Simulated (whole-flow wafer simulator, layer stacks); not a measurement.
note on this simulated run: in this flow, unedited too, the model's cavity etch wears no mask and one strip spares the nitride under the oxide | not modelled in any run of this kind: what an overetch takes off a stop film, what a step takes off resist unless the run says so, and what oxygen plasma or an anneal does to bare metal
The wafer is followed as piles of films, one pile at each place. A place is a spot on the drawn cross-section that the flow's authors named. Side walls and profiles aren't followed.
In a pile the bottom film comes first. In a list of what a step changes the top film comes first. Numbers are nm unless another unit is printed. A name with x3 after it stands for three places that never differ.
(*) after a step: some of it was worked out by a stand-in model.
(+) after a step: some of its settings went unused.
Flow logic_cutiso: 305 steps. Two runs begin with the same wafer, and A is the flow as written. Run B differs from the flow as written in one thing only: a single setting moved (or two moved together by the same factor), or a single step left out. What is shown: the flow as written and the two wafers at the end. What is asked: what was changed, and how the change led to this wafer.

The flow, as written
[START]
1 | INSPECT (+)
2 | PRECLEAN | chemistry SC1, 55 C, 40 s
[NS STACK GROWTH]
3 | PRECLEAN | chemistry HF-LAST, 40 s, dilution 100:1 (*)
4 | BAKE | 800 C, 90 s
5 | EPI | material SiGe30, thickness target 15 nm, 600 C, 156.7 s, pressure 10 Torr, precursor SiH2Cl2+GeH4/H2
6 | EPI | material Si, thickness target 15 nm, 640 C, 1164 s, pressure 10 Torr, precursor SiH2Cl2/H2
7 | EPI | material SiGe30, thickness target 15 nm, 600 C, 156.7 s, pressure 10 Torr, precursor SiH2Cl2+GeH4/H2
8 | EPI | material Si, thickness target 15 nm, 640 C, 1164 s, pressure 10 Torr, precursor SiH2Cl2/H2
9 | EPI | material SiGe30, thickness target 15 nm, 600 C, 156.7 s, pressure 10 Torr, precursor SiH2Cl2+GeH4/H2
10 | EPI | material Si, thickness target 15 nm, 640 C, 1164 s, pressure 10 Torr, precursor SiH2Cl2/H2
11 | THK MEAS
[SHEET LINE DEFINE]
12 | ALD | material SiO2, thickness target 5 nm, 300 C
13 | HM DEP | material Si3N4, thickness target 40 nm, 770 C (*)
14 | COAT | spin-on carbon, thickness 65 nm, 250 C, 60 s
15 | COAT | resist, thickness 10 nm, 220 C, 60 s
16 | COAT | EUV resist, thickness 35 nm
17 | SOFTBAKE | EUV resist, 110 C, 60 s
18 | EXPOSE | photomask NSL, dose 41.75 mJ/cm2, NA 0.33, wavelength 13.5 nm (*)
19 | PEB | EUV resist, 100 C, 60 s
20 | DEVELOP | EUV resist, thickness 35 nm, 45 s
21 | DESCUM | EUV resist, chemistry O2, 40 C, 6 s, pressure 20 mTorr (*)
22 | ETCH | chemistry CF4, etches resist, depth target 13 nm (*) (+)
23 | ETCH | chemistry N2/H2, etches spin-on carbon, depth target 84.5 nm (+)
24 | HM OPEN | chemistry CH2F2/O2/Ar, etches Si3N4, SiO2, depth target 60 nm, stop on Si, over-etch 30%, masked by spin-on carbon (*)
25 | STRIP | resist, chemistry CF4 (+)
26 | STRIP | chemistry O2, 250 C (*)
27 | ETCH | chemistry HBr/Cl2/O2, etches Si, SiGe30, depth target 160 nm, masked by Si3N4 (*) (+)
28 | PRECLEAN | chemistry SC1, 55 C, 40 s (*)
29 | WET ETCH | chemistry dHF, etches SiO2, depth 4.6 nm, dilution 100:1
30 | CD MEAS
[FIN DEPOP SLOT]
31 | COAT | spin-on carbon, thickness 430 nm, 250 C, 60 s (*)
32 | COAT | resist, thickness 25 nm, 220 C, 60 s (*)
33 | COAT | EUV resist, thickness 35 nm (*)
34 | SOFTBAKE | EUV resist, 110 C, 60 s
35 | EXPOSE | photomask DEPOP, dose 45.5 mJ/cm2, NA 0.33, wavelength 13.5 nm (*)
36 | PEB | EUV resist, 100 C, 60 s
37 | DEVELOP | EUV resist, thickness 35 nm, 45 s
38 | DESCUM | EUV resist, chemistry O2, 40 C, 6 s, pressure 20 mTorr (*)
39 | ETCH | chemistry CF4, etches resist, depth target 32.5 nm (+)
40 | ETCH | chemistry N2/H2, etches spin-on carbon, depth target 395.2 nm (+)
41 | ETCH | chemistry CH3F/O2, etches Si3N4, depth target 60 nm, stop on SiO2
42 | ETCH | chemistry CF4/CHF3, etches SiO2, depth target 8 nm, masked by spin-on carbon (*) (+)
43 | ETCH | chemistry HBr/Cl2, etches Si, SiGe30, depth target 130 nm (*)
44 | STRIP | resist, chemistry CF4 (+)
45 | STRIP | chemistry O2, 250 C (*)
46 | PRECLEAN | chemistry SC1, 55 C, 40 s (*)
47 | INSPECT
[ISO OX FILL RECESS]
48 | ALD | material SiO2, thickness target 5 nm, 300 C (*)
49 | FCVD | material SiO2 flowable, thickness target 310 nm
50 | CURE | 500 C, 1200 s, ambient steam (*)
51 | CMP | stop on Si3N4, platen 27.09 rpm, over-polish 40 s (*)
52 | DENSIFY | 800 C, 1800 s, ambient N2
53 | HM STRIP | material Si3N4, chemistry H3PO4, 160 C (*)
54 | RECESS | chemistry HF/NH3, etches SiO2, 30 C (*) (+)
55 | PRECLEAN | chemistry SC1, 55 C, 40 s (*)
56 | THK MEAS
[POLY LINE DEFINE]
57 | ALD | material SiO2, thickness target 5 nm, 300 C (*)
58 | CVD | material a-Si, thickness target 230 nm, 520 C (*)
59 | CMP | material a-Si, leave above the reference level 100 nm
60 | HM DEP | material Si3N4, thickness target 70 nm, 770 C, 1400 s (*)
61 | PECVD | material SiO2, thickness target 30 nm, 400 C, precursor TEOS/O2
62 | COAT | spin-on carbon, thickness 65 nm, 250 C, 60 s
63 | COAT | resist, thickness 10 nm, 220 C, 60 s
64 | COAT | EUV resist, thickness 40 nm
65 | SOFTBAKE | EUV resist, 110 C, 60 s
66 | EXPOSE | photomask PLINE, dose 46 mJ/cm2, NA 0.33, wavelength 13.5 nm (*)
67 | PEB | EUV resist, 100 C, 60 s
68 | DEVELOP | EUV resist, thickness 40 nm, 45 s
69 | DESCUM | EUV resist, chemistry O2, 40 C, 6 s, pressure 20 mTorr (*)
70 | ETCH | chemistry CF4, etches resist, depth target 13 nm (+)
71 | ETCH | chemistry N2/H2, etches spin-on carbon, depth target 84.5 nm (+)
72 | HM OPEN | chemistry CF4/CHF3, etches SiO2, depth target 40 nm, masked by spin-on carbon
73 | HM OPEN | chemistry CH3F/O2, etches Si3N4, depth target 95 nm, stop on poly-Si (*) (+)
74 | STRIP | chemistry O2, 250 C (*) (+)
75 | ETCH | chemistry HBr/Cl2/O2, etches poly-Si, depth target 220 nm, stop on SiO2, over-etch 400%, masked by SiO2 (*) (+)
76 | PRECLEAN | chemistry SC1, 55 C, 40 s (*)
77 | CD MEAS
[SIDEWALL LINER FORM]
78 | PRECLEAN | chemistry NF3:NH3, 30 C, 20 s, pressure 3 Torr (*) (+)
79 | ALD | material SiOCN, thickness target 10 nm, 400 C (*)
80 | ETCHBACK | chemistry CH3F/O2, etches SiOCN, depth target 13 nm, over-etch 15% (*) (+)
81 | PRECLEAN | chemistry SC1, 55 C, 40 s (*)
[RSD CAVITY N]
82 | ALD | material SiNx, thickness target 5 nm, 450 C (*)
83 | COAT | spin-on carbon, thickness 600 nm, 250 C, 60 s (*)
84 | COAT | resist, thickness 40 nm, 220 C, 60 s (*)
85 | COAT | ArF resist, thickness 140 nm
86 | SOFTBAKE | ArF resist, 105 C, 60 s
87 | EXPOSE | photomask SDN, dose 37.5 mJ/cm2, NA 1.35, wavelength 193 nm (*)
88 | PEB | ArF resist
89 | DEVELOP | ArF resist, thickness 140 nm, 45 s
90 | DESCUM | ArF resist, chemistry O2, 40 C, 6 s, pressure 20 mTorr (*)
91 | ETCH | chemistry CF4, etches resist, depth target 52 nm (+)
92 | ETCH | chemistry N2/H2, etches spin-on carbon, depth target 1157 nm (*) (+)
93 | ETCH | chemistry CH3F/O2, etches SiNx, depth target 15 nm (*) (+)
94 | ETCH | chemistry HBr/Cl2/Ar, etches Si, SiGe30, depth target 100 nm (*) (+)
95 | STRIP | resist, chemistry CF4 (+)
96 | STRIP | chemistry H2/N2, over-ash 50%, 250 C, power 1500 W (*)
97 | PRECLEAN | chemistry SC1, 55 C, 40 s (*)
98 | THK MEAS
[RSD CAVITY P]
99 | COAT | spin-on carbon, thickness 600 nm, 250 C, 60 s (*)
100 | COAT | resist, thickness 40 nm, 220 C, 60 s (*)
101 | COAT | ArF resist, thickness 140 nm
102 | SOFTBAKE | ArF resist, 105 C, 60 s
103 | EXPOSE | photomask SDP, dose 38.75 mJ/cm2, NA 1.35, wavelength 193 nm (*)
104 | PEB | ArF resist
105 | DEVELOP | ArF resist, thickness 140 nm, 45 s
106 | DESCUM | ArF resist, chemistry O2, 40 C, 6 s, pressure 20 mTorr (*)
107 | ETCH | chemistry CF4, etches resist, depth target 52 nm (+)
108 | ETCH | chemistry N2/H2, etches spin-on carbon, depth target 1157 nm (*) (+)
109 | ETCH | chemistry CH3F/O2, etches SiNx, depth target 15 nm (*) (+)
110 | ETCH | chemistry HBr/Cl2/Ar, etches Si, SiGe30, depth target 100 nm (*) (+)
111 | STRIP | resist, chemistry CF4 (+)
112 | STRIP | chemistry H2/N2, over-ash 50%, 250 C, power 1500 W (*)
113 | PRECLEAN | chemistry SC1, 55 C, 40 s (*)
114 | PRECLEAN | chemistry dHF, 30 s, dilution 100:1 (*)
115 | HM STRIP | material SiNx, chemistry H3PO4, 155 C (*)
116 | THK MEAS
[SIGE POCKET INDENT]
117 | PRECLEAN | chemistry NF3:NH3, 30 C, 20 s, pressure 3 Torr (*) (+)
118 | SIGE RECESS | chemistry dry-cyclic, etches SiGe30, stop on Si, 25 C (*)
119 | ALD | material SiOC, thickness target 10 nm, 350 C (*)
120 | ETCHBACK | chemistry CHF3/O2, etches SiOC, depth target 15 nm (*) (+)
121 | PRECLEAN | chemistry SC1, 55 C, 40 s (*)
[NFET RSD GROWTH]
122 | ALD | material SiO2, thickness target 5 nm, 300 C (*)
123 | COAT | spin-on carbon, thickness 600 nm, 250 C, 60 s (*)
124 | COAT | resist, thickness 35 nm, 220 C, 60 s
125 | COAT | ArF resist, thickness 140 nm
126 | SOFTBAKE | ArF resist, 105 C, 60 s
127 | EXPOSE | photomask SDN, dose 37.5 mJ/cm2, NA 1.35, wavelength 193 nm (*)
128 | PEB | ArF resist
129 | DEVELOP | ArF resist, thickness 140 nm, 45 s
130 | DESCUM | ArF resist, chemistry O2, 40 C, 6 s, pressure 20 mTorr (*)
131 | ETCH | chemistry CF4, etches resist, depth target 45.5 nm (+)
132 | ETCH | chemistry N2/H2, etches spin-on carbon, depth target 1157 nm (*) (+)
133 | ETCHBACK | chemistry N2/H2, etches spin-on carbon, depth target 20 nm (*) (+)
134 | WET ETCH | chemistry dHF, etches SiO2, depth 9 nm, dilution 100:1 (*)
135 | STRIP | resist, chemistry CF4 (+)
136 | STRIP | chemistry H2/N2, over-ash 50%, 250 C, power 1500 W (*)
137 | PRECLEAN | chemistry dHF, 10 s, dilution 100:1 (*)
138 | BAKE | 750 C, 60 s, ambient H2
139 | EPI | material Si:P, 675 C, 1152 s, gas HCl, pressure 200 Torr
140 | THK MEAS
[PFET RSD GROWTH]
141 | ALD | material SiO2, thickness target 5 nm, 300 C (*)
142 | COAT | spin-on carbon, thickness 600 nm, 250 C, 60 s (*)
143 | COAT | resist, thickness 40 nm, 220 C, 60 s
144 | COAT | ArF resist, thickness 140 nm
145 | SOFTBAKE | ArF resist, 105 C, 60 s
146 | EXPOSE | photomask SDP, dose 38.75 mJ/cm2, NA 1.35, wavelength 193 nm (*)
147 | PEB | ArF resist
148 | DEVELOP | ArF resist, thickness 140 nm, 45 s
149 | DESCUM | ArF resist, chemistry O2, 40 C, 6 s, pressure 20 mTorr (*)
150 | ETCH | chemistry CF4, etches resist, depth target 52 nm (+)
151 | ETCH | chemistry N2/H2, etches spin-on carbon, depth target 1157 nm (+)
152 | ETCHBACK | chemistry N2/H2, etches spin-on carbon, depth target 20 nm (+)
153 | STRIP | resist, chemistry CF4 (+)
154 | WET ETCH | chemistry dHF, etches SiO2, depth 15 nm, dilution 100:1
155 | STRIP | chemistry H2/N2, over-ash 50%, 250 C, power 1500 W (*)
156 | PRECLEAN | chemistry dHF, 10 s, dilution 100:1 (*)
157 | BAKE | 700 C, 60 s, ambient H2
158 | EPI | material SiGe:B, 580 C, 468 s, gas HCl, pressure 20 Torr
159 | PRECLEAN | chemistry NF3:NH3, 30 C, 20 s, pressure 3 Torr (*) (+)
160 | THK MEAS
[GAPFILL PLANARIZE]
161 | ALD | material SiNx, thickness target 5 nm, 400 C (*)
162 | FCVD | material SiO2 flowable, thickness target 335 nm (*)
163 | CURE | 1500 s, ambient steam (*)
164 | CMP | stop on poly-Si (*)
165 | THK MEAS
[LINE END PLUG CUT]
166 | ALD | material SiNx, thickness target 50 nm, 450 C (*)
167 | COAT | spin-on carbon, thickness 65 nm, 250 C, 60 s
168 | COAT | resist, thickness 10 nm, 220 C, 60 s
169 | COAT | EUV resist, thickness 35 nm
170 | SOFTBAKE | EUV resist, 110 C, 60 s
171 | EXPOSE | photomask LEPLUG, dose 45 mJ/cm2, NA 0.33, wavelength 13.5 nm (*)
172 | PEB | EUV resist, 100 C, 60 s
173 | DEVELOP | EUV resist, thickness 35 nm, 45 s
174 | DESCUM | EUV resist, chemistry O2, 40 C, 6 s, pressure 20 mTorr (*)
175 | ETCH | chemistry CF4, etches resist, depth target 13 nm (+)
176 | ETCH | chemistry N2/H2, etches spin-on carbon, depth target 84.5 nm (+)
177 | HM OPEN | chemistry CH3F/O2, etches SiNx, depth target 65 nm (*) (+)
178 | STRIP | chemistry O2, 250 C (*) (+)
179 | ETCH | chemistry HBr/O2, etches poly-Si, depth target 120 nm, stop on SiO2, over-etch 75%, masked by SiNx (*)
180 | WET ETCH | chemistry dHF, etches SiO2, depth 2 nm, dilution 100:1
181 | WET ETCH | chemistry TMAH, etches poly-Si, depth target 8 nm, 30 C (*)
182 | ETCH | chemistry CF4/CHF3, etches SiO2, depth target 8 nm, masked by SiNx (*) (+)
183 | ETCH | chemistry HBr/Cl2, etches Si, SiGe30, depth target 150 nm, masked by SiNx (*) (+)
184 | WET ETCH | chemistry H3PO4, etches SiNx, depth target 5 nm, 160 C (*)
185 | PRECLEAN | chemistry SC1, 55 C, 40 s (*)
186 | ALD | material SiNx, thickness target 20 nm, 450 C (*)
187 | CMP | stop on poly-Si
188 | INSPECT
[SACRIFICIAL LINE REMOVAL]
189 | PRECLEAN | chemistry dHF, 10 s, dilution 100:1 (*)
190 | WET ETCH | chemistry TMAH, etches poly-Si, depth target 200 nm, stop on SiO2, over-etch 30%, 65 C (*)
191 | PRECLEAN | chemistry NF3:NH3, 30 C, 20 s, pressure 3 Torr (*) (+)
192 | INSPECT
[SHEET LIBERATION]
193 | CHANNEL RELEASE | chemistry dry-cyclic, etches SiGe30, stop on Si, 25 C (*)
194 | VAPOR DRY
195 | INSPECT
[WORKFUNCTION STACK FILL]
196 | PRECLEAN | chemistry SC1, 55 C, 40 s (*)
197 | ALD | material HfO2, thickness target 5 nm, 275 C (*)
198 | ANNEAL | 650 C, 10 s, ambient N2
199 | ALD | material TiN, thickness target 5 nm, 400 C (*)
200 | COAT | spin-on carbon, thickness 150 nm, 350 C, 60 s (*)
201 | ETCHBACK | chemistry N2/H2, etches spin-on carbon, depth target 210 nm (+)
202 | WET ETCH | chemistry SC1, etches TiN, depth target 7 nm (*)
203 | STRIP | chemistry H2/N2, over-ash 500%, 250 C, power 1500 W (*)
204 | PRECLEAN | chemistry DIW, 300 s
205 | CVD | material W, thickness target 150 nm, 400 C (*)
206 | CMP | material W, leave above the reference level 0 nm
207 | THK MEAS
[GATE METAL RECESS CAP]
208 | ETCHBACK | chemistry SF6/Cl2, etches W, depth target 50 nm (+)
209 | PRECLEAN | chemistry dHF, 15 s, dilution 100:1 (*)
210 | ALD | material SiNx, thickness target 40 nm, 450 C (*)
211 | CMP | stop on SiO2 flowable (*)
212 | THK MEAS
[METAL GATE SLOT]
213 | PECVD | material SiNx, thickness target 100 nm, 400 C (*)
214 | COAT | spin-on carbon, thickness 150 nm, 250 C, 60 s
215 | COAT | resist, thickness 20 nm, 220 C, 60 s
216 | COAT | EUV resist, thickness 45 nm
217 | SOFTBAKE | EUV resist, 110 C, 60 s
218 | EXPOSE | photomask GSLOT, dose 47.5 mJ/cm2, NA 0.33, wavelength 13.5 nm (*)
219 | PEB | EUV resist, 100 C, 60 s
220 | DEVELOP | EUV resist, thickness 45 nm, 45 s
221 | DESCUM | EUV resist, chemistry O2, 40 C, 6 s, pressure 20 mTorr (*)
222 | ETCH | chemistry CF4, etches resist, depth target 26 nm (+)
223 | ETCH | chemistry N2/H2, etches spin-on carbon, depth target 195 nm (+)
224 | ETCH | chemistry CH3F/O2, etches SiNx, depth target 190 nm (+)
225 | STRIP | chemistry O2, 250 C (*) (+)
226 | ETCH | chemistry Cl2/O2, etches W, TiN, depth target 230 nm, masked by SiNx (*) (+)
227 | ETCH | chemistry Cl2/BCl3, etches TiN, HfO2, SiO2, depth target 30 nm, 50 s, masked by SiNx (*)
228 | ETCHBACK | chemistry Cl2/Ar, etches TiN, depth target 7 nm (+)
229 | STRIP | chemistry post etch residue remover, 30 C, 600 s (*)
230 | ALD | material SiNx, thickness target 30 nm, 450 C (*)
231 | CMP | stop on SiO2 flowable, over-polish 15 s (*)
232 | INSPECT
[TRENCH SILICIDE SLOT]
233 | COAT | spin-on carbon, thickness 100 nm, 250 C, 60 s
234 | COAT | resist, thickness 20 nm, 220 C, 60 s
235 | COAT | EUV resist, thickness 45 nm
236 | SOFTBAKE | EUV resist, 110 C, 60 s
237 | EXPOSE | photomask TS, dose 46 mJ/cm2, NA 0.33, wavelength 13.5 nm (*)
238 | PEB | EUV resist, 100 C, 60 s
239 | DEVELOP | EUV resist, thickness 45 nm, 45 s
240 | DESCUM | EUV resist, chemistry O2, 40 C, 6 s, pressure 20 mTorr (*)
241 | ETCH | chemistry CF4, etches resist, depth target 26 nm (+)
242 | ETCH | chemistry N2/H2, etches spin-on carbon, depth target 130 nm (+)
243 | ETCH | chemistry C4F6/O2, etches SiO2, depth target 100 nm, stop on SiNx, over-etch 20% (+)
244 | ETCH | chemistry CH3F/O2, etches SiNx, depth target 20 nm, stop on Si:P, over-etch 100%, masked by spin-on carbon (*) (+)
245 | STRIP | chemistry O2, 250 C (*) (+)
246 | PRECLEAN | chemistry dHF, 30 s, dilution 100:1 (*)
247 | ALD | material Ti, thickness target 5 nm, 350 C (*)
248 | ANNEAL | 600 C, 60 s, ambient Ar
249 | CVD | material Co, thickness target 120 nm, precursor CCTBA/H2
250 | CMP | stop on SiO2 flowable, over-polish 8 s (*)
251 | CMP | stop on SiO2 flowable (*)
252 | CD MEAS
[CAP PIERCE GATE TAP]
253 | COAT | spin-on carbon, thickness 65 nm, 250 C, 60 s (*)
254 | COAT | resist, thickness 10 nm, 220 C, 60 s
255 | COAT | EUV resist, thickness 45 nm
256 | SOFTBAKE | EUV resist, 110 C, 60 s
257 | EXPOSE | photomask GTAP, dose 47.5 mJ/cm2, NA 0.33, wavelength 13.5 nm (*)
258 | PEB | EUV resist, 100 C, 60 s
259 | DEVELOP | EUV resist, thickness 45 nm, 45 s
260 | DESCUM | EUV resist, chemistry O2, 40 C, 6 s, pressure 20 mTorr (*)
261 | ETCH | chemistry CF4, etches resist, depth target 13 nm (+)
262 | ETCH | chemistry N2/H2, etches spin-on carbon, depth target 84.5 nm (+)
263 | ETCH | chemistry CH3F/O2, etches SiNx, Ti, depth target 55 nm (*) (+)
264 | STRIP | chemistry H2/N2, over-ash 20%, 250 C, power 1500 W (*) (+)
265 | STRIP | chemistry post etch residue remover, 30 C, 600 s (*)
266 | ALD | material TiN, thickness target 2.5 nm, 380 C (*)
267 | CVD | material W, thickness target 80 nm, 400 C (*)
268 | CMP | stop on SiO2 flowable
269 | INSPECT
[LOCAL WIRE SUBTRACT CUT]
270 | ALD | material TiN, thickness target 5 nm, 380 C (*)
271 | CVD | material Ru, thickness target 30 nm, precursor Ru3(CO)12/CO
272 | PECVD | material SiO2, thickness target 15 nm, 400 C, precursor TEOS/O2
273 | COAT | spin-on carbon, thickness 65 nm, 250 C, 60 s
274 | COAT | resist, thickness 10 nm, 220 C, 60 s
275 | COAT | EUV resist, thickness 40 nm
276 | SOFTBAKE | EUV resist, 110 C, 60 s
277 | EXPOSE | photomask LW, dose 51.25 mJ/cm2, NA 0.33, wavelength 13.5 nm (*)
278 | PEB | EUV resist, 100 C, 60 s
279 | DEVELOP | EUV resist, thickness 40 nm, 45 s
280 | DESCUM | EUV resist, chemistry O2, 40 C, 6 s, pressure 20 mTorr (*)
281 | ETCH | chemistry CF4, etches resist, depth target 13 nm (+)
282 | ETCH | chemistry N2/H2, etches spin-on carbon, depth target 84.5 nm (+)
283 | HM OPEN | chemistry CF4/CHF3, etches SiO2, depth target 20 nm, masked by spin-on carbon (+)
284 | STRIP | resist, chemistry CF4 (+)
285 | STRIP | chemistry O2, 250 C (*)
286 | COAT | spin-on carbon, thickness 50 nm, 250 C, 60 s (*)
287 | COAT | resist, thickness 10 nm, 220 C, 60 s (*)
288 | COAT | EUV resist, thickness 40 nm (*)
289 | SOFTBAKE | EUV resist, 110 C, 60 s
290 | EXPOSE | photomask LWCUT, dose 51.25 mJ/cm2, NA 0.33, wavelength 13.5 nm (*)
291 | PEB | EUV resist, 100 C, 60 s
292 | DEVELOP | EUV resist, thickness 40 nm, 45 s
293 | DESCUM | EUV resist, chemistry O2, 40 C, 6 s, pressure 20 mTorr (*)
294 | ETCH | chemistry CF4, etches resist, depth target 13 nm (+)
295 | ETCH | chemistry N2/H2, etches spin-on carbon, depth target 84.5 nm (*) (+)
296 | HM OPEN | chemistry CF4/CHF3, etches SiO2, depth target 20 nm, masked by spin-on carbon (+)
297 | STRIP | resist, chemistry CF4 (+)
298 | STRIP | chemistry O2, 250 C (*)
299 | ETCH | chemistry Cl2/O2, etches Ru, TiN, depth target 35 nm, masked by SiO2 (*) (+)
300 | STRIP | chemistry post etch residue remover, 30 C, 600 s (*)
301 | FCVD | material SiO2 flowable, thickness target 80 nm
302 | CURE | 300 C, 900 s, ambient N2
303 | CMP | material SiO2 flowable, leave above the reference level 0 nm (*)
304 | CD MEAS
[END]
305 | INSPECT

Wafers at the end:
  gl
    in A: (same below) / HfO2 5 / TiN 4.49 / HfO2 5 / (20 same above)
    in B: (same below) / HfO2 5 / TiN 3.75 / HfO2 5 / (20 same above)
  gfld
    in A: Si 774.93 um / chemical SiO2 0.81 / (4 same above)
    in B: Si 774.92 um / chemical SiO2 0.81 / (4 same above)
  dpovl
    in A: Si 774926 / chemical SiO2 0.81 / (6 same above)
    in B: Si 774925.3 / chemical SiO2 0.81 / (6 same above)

Cause: step 5, EPI: thickness target 14.2 nm was run, though the flow has thickness target 15 nm; step 5, EPI: 148.9 s was run, where the flow has 156.7 s.

The path from the change to this, step by step:
  5 | EPI | material SiGe30, thickness target 15 nm, 600 C, 156.7 s, pressure 10 Torr, precursor SiH2Cl2+GeH4/H2
      depop, dpovl, gfld and 19 more: A SiGe30 gains 15 (new film) | B SiGe30 gains 14.3 (new film)
  27 | ETCH | chemistry HBr/Cl2/O2, etches Si, SiGe30, depth target 160 nm, masked by Si3N4 (*) (+)
      gfld, gxf, iso, lnri: A chemical SiO2 loses 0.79 (all of it), Si loses 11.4 (all of it), SiGe30 loses 15 (all of it), Si loses 15 (all of it), SiGe30 loses 15 (all of it), Si loses 15 (all of it), SiGe30 loses 15 (all of it), Si loses 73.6 | B chemical SiO2 loses 0.79 (all of it), Si loses 11.4 (all of it), SiGe30 loses 15 (all of it), Si loses 15 (all of it), SiGe30 loses 15 (all of it), Si loses 15 (all of it), SiGe30 loses 14.3 (all of it), Si loses 74.4
      dpovl, nsgap: A chemical SiO2 loses 0.79 (all of it), Si loses 11.8 (all of it), SiGe30 loses 15 (all of it), Si loses 15 (all of it), SiGe30 loses 15 (all of it), Si loses 15 (all of it), SiGe30 loses 15 (all of it), Si loses 73.2 | B chemical SiO2 loses 0.79 (all of it), Si loses 11.8 (all of it), SiGe30 loses 15 (all of it), Si loses 15 (all of it), SiGe30 loses 15 (all of it), Si loses 15 (all of it), SiGe30 loses 14.3 (all of it), Si loses 74
      (and at 1 other place as well)
  43 | ETCH | chemistry HBr/Cl2, etches Si, SiGe30, depth target 130 nm (*)
      depop: A Si loses 14 (all of it), SiGe30 loses 15 (all of it), Si loses 15 (all of it), SiGe30 loses 15 (all of it), Si loses 15 (all of it), SiGe30 loses 15 (all of it), Si loses 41 | B Si loses 14 (all of it), SiGe30 loses 15 (all of it), Si loses 15 (all of it), SiGe30 loses 15 (all of it), Si loses 15 (all of it), SiGe30 loses 14.3 (all of it), Si loses 41.7
  94 | ETCH | chemistry HBr/Cl2/Ar, etches Si, SiGe30, depth target 100 nm (*) (+)
      rsdn, rsdx: A chemical SiO2 loses 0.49 (all of it), Si loses 12.8 (all of it), SiGe30 loses 15 (all of it), Si loses 15 (all of it), SiGe30 loses 15 (all of it), Si loses 15 (all of it), SiGe30 loses 15 (all of it), Si loses 12.2 | B chemical SiO2 loses 0.49 (all of it), Si loses 12.8 (all of it), SiGe30 loses 15 (all of it), Si loses 15 (all of it), SiGe30 loses 15 (all of it), Si loses 15 (all of it), SiGe30 loses 14.3 (all of it), Si loses 12.9
  110 | ETCH | chemistry HBr/Cl2/Ar, etches Si, SiGe30, depth target 100 nm (*) (+)
      rsdp, rsdw: A chemical SiO2 loses 0.49 (all of it), Si loses 12.8 (all of it), SiGe30 loses 15 (all of it), Si loses 15 (all of it), SiGe30 loses 15 (all of it), Si loses 15 (all of it), SiGe30 loses 15 (all of it), Si loses 12.2 | B chemical SiO2 loses 0.49 (all of it), Si loses 12.8 (all of it), SiGe30 loses 15 (all of it), Si loses 15 (all of it), SiGe30 loses 15 (all of it), Si loses 15 (all of it), SiGe30 loses 14.3 (all of it), Si loses 12.9
  118 | SIGE RECESS | chemistry dry-cyclic, etches SiGe30, stop on Si, 25 C (*)
      lnr, lnrp, lnrt: A SiOCN loses 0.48, Si loses 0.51, cavity gains 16 (new film), SiGe30 loses 15 (all of it), Si loses 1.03, cavity gains 16 (new film), SiGe30 loses 15 (all of it), Si loses 1.03, cavity gains 16 (new film), SiGe30 loses 15 (all of it), Si loses 0.51 | B SiOCN loses 0.48, Si loses 0.51, cavity gains 16 (new film), SiGe30 loses 15 (all of it), Si loses 1.03, cavity gains 16 (new film), SiGe30 loses 15 (all of it), Si loses 1.03, cavity gains 15.3 (new film), SiGe30 loses 14.3 (all of it), Si loses 0.51
  119 | ALD | material SiOC, thickness target 10 nm, 350 C (*)
      lnr, lnrp, lnrt: A SiOC gains 10 (new film), SiOC gains 16 (new film), cavity loses 16 (all of it), SiOC gains 16 (new film), cavity loses 16 (all of it), SiOC gains 16 (new film), cavity loses 16 (all of it) | B SiOC gains 10 (new film), SiOC gains 16 (new film), cavity loses 16 (all of it), SiOC gains 16 (new film), cavity loses 16 (all of it), SiOC gains 15.3 (new film), cavity loses 15.3 (all of it)
  183 | ETCH | chemistry HBr/Cl2, etches Si, SiGe30, depth target 150 nm, masked by SiNx (*) (+)
      plug: A Si loses 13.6 (all of it), SiGe30 loses 15 (all of it), Si loses 15 (all of it), SiGe30 loses 15 (all of it), Si loses 15 (all of it), SiGe30 loses 15 (all of it), Si loses 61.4 | B Si loses 13.6 (all of it), SiGe30 loses 15 (all of it), Si loses 15 (all of it), SiGe30 loses 15 (all of it), Si loses 15 (all of it), SiGe30 loses 14.3 (all of it), Si loses 62.2
  193 | CHANNEL RELEASE | chemistry dry-cyclic, etches SiGe30, stop on Si, 25 C (*)
      gl, glp, gxn, gxp, ns, tap: A chemical SiO2 gains 0.8 (new film), Si loses 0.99, chemical SiO2 gains 0.8 (new film), cavity gains 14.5 (new film), chemical SiO2 gains 0.8 (new film), SiGe30 loses 15 (all of it), Si loses 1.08, chemical SiO2 gains 0.8 (new film), cavity gains 14.5 (new film), chemical SiO2 gains 0.8 (new film), SiGe30 loses 15 (all of it), Si loses 1.08, chemical SiO2 gains 0.8 (new film), cavity gains 14.5 (new film), chemical SiO2 gains 0.8 (new film), SiGe30 loses 15 (all of it), Si loses 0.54 | B chemical SiO2 gains 0.8 (new film), Si loses 0.99, chemical SiO2 gains 0.8 (new film), cavity gains 14.5 (new film), chemical SiO2 gains 0.8 (new film), SiGe30 loses 15 (all of it), Si loses 1.08, chemical SiO2 gains 0.8 (new film), cavity gains 14.5 (new film), chemical SiO2 gains 0.8 (new film), SiGe30 loses 15 (all of it), Si loses 1.08, chemical SiO2 gains 0.8 (new film), cavity gains 13.7 (new film), chemical SiO2 gains 0.8 (new film), SiGe30 loses 14.3 (all of it), Si loses 0.54
  199 | ALD | material TiN, thickness target 5 nm, 400 C (*)
      gl, glp, tap: A TiN gains 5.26 (new film), TiN gains 4.49 (new film), cavity loses 4.49 (all of it), TiN gains 4.49 (new film), cavity loses 4.49 (all of it), TiN gains 4.49 (new film), cavity loses 4.49 (all of it) | B TiN gains 5.26 (new film), TiN gains 4.49 (new film), cavity loses 4.49 (all of it), TiN gains 4.49 (new film), cavity loses 4.49 (all of it), TiN gains 3.75 (new film), cavity loses 3.75 (all of it)
      gxn, gxp, ns: A TiN gains 5 (new film), TiN gains 4.49 (new film), cavity loses 4.49 (all of it), TiN gains 4.49 (new film), cavity loses 4.49 (all of it), TiN gains 4.49 (new film), cavity loses 4.49 (all of it) | B TiN gains 5 (new film), TiN gains 4.49 (new film), cavity loses 4.49 (all of it), TiN gains 4.49 (new film), cavity loses 4.49 (all of it), TiN gains 3.75 (new film), cavity loses 3.75 (all of it)
